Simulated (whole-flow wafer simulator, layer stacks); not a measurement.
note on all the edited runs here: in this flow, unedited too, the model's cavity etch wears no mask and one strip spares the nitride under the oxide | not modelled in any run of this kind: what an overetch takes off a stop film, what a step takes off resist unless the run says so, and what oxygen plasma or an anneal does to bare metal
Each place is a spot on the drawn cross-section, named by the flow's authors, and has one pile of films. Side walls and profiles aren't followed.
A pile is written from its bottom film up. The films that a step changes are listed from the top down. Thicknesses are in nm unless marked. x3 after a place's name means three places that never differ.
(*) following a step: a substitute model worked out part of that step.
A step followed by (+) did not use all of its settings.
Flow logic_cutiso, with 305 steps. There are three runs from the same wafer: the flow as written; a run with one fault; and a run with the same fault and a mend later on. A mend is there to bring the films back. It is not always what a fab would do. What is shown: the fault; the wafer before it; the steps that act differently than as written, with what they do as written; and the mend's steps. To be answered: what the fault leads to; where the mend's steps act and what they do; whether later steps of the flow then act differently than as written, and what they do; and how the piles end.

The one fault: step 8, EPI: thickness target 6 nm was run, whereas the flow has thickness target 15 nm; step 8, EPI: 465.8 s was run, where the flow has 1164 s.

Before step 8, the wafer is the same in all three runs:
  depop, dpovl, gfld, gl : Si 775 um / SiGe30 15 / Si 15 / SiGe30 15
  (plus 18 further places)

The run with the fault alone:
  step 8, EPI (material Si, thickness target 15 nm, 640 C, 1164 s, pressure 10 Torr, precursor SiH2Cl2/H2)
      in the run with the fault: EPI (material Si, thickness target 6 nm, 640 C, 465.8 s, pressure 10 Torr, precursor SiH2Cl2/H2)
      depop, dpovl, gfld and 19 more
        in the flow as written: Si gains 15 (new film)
        in the run with the fault: Si gains 6 (new film)
  Steps further on in the flow that do not act as written (3 more steps, not shown, differ only slightly: by at most 2% or 0.5 nm, whichever is larger):
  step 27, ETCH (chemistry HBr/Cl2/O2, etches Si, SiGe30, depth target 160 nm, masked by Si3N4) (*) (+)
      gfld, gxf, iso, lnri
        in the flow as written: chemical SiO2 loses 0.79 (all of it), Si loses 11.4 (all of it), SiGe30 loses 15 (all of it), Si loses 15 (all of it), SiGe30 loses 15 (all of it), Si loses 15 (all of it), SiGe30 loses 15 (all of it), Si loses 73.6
        in the run with the fault: chemical SiO2 loses 0.79 (all of it), Si loses 11.4 (all of it), SiGe30 loses 15 (all of it), Si loses 6 (all of it), SiGe30 loses 15 (all of it), Si loses 15 (all of it), SiGe30 loses 15 (all of it), Si loses 82.6
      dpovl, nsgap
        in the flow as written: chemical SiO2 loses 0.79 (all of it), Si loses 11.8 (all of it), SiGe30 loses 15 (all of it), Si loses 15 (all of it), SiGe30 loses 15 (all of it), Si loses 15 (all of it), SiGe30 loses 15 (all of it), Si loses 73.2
        in the run with the fault: chemical SiO2 loses 0.79 (all of it), Si loses 11.8 (all of it), SiGe30 loses 15 (all of it), Si loses 6 (all of it), SiGe30 loses 15 (all of it), Si loses 15 (all of it), SiGe30 loses 15 (all of it), Si loses 82.2
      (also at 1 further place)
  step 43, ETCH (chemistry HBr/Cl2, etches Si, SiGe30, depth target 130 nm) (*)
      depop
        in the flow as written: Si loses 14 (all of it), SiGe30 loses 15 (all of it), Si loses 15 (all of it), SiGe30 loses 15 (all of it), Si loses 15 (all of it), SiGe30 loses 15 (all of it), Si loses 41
        in the run with the fault: Si loses 14 (all of it), SiGe30 loses 15 (all of it), Si loses 6 (all of it), SiGe30 loses 15 (all of it), Si loses 15 (all of it), SiGe30 loses 15 (all of it), Si loses 50
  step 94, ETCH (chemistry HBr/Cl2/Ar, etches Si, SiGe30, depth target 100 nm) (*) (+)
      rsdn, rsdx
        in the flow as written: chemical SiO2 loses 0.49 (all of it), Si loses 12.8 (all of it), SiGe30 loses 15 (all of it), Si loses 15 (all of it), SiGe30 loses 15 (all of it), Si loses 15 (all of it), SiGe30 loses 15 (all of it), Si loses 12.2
        in the run with the fault: chemical SiO2 loses 0.49 (all of it), Si loses 12.8 (all of it), SiGe30 loses 15 (all of it), Si loses 6 (all of it), SiGe30 loses 15 (all of it), Si loses 15 (all of it), SiGe30 loses 15 (all of it), Si loses 21.2
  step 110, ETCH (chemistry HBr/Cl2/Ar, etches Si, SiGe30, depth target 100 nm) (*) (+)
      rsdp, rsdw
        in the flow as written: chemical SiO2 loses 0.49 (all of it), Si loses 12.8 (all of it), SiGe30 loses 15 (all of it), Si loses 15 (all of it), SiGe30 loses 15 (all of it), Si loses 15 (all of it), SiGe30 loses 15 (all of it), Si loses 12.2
        in the run with the fault: chemical SiO2 loses 0.49 (all of it), Si loses 12.8 (all of it), SiGe30 loses 15 (all of it), Si loses 6 (all of it), SiGe30 loses 15 (all of it), Si loses 15 (all of it), SiGe30 loses 15 (all of it), Si loses 21.2
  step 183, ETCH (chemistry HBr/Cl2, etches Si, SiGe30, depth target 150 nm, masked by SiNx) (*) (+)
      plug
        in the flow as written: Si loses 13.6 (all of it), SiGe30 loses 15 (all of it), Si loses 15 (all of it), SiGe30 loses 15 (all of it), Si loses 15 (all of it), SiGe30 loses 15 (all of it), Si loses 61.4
        in the run with the fault: Si loses 13.6 (all of it), SiGe30 loses 15 (all of it), Si loses 6 (all of it), SiGe30 loses 15 (all of it), Si loses 15 (all of it), SiGe30 loses 15 (all of it), Si loses 70.4
  The piles end different from the flow's at gl, glp, gxn and 6 more by more than 2% or 0.5 nm, whichever is larger.
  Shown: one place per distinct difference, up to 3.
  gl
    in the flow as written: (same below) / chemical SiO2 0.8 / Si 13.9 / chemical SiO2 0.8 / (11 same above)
    in the run with the fault: (same below) / chemical SiO2 0.8 / Si 4.92 / chemical SiO2 0.8 / (11 same above)
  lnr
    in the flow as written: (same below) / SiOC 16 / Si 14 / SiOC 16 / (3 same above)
    in the run with the fault: (same below) / SiOC 16 / Si 4.97 / SiOC 16 / (3 same above)
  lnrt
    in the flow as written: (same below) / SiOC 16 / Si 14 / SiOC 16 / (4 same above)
    in the run with the fault: (same below) / SiOC 16 / Si 4.97 / SiOC 16 / (4 same above)

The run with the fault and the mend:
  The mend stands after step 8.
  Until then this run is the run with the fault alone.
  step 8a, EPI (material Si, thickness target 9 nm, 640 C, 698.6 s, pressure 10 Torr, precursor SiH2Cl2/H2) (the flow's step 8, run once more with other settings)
      depop, dpovl, gfld and 19 more
        Si gains 9
  Every later step of the flow that is run acts as written at every place that is followed.
  The piles end the same as the flow's at every place that both follow.
